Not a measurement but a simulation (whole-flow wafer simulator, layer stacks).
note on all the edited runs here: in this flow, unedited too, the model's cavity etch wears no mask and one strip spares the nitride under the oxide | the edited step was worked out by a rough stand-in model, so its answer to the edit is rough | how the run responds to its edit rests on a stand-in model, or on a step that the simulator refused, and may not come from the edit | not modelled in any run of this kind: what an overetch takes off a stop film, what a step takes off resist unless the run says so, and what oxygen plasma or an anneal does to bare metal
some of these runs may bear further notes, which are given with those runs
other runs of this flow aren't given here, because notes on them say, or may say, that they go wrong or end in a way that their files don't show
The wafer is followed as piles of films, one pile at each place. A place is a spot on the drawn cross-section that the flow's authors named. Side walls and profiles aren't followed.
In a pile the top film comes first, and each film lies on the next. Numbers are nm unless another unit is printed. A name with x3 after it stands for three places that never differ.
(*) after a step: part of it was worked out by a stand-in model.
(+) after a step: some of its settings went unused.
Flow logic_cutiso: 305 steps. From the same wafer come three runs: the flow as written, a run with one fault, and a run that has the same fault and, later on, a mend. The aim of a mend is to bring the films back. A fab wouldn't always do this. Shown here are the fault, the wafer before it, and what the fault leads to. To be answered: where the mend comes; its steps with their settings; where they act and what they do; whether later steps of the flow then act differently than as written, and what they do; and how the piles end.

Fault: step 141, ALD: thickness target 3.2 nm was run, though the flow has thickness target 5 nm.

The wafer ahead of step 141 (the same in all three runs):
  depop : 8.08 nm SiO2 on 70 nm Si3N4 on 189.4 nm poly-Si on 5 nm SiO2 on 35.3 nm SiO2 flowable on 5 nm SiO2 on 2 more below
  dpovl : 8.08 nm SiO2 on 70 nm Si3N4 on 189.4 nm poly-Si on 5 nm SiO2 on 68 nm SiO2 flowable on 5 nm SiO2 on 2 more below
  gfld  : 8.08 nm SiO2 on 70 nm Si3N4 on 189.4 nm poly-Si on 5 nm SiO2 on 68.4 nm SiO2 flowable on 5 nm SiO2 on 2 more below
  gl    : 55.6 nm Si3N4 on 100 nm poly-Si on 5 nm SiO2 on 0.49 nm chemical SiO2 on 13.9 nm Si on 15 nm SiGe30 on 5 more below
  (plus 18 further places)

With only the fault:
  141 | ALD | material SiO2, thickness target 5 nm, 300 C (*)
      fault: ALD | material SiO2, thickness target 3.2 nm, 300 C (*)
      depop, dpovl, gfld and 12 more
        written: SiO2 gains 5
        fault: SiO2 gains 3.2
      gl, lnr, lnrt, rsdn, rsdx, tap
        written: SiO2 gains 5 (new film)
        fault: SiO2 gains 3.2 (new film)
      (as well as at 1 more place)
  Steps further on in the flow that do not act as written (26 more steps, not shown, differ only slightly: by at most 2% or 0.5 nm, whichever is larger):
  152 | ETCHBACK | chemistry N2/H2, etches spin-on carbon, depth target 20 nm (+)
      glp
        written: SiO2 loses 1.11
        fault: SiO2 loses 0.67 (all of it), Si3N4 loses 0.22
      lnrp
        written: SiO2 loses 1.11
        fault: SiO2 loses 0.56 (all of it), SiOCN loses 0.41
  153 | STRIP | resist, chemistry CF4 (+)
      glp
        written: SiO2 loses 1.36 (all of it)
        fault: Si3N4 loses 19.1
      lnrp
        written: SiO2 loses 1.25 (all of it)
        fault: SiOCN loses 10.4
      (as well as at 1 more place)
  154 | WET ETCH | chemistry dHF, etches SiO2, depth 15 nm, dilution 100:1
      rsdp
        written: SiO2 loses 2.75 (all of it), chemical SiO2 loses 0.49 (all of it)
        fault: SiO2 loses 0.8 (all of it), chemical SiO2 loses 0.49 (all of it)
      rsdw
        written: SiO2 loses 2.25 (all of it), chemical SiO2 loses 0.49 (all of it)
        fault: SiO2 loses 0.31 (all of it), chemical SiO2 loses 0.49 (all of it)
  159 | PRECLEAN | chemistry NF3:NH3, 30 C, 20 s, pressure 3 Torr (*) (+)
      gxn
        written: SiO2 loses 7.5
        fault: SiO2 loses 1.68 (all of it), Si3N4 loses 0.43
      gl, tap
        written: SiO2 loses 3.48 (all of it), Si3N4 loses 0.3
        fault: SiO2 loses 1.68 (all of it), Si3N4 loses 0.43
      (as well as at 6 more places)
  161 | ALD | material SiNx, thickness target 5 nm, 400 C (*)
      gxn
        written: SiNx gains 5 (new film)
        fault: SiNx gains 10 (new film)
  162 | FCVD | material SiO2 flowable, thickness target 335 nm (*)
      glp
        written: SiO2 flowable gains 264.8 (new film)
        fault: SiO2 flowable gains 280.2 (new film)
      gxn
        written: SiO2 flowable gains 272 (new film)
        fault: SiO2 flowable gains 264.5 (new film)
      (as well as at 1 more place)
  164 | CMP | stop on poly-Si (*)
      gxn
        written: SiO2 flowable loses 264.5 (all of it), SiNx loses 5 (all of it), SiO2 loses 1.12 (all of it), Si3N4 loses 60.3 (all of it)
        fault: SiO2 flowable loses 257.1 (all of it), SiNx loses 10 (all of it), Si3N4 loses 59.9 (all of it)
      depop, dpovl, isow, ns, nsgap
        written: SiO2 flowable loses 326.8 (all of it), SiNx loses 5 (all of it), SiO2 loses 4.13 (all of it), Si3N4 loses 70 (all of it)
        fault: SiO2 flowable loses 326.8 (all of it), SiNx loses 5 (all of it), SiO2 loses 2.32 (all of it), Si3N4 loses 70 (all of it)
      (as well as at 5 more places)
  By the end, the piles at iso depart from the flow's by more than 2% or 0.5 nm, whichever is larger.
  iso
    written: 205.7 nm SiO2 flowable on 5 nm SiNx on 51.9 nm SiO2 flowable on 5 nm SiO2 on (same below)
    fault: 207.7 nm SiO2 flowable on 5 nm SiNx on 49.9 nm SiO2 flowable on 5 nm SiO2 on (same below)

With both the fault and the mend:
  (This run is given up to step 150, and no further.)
  After step 141 comes the mend.
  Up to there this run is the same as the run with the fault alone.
  141a | ALD | material SiO2, thickness target 1.8 nm, 300 C (*) (a further turn of the flow's step 141, with different settings)
      depop, dpovl, gfld and 18 more
        SiO2 gains 1.8
      gxn
        SiO2 gains 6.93
  None of the later steps of the flow up to step 150 differs from how it acts as written, at any place that is followed, by more than 2% or 0.5 nm, whichever is larger.
  Once step 150 is done, the piles differ only a little from the flow's at the places that both follow, at most by 2% or 0.5 nm, whichever is larger.
